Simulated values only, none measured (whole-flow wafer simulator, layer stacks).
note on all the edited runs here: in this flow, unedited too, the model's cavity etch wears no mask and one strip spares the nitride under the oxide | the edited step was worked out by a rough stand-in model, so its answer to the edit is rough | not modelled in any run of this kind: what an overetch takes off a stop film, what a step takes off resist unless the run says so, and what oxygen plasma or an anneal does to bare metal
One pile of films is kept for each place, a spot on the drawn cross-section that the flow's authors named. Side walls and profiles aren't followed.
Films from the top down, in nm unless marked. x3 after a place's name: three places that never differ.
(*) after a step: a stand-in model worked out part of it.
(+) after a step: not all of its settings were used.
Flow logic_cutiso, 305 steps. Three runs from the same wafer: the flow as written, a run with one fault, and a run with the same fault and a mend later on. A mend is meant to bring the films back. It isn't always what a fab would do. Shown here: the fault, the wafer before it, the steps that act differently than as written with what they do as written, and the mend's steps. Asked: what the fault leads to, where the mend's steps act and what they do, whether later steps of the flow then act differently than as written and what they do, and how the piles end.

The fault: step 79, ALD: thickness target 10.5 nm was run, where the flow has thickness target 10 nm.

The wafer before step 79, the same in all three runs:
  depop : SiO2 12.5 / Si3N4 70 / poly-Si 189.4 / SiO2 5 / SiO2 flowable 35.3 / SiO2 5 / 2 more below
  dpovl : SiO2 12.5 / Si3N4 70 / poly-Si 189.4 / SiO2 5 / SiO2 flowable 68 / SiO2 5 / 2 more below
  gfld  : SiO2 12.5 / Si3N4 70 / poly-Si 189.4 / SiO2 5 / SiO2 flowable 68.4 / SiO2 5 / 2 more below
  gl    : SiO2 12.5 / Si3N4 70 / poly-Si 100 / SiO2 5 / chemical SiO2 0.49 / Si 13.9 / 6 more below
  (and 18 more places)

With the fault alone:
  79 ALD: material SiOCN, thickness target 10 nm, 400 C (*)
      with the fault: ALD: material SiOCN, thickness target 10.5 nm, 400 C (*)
      does what it does as written at every place that is followed, but for slight differences, by at most 2% or 0.5 nm, whichever is larger
  Later steps of the flow that act differently than as written (49 more steps differ only slightly, by at most 2% or 0.5 nm, whichever is larger, and aren't shown):
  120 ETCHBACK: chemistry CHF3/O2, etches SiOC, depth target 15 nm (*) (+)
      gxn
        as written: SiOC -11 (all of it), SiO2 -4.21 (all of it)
        with the fault: SiOC -11.1 (all of it), SiO2 -3.94
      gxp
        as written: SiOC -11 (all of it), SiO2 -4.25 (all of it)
        with the fault: SiOC -11 (all of it), SiO2 -3.97
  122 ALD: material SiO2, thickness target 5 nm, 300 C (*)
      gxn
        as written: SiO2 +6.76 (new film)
        with the fault: SiO2 +6.84
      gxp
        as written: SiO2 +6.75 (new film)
        with the fault: SiO2 +6.83
  At the end the piles differ from the flow's only slightly at the places that both follow, by at most 2% or 0.5 nm, whichever is larger.

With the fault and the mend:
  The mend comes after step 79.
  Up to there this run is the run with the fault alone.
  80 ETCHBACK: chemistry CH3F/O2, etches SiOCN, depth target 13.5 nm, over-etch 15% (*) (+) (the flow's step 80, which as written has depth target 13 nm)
      depop, dpovl, gfld and 10 more
        SiOCN -10.5 (all of it), SiO2 -0.75
      rsdn, rsdp, rsdw, rsdx
        SiOCN -10.5 (all of it), Si -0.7
      lnr, lnrp, lnrt
        SiOCN +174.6
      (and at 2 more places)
  No later step of the flow acts differently than as written, at any place that is followed, by more than 2% or 0.5 nm, whichever is larger.
  At the end the piles are the same as the flow's at every place that both follow.
